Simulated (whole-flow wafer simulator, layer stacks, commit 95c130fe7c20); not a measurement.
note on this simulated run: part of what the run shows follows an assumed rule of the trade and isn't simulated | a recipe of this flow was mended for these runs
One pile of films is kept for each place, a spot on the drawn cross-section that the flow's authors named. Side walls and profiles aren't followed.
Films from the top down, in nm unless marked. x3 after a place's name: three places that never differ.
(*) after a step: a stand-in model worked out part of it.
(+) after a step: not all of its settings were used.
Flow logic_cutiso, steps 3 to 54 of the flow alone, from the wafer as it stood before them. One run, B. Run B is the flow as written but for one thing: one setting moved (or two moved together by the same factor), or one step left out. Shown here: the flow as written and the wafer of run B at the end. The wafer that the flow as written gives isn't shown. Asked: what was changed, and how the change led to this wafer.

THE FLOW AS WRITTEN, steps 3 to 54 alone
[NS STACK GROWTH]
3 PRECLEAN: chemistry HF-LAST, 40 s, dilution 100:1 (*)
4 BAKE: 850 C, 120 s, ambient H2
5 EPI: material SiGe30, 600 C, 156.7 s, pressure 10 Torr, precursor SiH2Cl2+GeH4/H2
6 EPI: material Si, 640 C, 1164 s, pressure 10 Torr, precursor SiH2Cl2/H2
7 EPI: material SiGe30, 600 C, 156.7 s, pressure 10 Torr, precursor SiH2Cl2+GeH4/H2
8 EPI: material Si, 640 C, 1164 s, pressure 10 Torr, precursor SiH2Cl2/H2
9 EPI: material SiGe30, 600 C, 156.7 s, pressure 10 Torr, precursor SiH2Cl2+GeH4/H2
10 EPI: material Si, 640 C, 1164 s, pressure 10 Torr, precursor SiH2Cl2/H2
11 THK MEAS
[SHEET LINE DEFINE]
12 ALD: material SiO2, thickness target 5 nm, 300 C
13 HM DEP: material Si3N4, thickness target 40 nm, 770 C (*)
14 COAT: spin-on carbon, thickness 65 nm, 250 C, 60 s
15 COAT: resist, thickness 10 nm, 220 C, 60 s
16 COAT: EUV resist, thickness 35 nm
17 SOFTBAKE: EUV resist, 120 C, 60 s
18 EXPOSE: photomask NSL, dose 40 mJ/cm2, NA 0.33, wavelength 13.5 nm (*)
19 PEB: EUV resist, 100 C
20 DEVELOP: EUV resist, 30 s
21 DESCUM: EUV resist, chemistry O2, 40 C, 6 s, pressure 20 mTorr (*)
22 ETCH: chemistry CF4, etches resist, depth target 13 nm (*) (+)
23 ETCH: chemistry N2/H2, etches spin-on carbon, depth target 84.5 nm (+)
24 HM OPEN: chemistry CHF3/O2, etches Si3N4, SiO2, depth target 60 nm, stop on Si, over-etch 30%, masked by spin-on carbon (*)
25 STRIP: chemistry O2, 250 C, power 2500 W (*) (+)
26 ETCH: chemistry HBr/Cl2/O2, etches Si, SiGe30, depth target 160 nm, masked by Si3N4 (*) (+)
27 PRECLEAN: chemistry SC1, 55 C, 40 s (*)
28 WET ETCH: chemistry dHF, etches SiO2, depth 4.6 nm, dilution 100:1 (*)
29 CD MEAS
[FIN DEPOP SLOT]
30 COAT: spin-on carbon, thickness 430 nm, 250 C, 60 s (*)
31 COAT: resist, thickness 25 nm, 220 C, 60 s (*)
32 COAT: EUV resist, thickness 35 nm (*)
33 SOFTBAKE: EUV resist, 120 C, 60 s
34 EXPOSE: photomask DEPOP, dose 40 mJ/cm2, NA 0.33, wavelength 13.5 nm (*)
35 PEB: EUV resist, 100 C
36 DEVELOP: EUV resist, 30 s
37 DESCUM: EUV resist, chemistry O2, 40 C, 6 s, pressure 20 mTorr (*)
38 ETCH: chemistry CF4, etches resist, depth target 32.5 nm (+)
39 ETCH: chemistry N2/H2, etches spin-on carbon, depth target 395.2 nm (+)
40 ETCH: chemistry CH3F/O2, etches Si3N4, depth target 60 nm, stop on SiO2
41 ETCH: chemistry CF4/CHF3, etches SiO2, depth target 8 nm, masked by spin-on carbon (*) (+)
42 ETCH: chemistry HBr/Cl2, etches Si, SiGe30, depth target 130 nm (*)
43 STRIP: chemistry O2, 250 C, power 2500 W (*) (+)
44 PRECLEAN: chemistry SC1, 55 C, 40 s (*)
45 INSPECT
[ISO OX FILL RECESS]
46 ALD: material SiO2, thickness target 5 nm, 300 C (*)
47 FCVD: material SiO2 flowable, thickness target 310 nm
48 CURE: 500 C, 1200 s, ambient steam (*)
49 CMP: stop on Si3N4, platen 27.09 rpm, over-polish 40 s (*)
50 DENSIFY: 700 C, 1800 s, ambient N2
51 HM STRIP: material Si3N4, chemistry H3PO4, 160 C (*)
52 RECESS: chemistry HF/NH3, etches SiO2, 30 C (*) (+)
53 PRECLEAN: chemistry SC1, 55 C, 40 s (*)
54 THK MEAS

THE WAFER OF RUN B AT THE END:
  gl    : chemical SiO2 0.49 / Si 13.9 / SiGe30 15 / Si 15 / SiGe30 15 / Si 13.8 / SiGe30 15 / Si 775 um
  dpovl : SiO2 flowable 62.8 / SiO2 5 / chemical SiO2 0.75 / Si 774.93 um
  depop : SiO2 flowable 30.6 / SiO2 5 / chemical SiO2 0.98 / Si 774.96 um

The cause: step 6, EPI: 1071 s was run, where the flow has 1164 s.

How the change led to this, step by step:
  6 EPI: material Si, 640 C, 1164 s, pressure 10 Torr, precursor SiH2Cl2/H2
      depop, dpovl, gfld and 19 more: Si +13.8 (new film) (as written it would be: Si +15 (new film))
  26 ETCH: chemistry HBr/Cl2/O2, etches Si, SiGe30, depth target 160 nm, masked by Si3N4 (*) (+)
      dpovl, gfld, gxf, iso, isow, lnri, nsgap: chemical SiO2 -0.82 (all of it), Si -12 (all of it), SiGe30 -15 (all of it), Si -15 (all of it), SiGe30 -15 (all of it), Si -13.8 (all of it), SiGe30 -15 (all of it), Si -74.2 (as written it would be: chemical SiO2 -0.82 (all of it), Si -12 (all of it), SiGe30 -15 (all of it), Si -15 (all of it), SiGe30 -15 (all of it), Si -15 (all of it), SiGe30 -15 (all of it), Si -73)
  42 ETCH: chemistry HBr/Cl2, etches Si, SiGe30, depth target 130 nm (*)
      depop: Si -13.8 (all of it), SiGe30 -15 (all of it), Si -15 (all of it), SiGe30 -15 (all of it), Si -13.8 (all of it), SiGe30 -15 (all of it), Si -42.4 (as written it would be: Si -13.8 (all of it), SiGe30 -15 (all of it), Si -15 (all of it), SiGe30 -15 (all of it), Si -15 (all of it), SiGe30 -15 (all of it), Si -41.2)
